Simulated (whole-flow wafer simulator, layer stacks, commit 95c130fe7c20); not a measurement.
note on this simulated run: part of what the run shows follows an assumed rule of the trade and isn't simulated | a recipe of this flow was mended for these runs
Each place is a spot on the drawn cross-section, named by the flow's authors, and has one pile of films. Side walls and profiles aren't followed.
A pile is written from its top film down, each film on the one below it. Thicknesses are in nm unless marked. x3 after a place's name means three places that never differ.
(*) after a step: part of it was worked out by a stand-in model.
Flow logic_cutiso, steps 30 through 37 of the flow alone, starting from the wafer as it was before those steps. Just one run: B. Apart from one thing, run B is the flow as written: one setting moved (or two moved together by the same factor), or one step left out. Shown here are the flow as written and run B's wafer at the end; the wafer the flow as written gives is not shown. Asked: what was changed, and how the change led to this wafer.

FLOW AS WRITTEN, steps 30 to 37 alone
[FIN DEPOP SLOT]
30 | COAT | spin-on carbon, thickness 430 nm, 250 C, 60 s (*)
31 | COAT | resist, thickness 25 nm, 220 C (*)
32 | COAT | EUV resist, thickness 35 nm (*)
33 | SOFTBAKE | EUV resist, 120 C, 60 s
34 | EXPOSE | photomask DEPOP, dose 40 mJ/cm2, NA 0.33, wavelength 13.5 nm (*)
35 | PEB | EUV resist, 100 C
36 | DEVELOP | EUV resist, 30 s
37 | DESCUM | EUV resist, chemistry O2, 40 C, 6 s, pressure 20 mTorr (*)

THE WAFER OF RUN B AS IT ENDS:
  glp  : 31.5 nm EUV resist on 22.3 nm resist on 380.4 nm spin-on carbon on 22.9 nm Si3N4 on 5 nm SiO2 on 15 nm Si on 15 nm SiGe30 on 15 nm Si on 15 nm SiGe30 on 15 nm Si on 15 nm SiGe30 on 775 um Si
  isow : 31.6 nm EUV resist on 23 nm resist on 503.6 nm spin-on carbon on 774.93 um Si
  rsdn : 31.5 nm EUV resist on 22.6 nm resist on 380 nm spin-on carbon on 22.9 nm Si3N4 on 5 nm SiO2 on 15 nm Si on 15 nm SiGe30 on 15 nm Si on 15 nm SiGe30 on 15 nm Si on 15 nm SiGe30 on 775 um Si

Cause: step 31, COAT: thickness 23 nm was run, whereas the flow has thickness 25 nm.
The wafer lets one read it off: isow has resist 23, and step 31 as written asks for 25 nm.

How this came from the change, step by step:
  31 | COAT | resist, thickness 25 nm, 220 C (*)
      depop, dpovl, isow, ns, nsgap: +23 resist (new film) (in the flow as written it would be: +25 resist (new film))
      glp, tap: +22.3 resist (new film) (in the flow as written it would be: +24.3 resist (new film))
      (as well as at 15 more places)
